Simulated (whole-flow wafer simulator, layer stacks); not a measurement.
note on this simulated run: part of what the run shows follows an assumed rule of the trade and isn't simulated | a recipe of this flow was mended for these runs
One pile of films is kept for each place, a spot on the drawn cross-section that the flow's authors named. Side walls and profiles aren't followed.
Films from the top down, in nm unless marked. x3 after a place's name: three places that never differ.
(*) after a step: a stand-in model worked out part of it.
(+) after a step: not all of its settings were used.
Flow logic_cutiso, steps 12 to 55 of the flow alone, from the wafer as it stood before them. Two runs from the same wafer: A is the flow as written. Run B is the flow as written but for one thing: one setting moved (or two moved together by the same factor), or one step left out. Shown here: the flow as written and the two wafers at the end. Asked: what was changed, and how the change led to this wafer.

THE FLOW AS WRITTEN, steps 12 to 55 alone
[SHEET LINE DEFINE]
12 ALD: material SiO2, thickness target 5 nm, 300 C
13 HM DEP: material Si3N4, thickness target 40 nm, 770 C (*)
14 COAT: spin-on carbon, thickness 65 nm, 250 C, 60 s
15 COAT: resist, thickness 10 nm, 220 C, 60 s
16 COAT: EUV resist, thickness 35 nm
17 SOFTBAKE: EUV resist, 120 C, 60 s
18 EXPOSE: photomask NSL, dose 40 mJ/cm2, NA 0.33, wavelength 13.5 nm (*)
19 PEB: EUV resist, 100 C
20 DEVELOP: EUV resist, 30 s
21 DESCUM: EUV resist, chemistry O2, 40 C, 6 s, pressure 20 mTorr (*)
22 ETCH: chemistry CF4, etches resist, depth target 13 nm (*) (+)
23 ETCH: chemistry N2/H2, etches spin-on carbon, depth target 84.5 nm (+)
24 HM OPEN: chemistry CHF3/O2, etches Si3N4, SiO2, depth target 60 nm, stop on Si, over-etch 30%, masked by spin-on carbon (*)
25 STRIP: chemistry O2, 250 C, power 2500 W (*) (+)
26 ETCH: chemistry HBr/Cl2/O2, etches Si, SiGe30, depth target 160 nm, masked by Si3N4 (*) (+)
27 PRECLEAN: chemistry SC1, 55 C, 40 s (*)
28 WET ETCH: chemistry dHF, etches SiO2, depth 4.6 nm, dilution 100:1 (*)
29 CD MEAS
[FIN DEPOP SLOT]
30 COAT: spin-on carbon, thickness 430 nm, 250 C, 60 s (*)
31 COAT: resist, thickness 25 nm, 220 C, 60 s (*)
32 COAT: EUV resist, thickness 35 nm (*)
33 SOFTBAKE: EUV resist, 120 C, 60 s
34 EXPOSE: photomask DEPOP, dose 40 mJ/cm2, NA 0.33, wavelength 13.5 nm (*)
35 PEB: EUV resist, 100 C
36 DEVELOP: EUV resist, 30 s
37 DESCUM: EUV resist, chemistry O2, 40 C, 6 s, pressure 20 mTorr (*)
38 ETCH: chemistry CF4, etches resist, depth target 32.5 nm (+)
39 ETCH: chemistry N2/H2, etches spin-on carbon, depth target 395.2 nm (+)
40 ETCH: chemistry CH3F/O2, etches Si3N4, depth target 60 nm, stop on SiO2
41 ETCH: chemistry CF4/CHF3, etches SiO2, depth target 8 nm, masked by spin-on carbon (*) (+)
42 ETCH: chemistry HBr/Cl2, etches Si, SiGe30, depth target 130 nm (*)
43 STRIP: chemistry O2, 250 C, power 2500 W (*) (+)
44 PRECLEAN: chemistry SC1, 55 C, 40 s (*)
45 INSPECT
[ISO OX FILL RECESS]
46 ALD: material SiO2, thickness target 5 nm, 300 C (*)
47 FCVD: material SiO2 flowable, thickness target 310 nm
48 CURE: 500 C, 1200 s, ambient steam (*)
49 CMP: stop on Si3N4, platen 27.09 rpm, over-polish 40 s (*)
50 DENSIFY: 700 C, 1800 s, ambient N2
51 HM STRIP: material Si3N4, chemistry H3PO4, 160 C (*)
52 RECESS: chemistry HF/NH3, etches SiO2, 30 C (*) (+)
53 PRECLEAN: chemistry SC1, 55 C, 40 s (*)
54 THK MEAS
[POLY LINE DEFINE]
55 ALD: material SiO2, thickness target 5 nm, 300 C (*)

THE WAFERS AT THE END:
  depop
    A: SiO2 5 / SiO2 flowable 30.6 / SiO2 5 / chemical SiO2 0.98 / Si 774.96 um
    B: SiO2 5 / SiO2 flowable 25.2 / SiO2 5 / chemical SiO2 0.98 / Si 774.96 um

The cause: step 41, ETCH: depth target 4.6 nm was run, where the flow has depth target 8 nm.

How the change led to this, step by step:
  41 ETCH: chemistry CF4/CHF3, etches SiO2, depth target 8 nm, masked by spin-on carbon (*) (+)
      depop: A SiO2 -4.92 (all of it), Si -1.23 | B SiO2 -4.6
      gfld: A resist -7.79 (all of it), spin-on carbon -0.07 | B resist -4.6
      (and at 20 more places)
  42 ETCH: chemistry HBr/Cl2, etches Si, SiGe30, depth target 130 nm (*)
      depop: A Si -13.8 (all of it), SiGe30 -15 (all of it), Si -15 (all of it), SiGe30 -15 (all of it), Si -15 (all of it), SiGe30 -15 (all of it), Si -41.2 | B SiO2 -0.32 (all of it), Si -15 (all of it), SiGe30 -15 (all of it), Si -15 (all of it), SiGe30 -15 (all of it), Si -15 (all of it), SiGe30 -15 (all of it), Si -35.9
      gfld: A spin-on carbon -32 | B resist -3.19 (all of it), spin-on carbon -27.5
      (and at 19 more places)
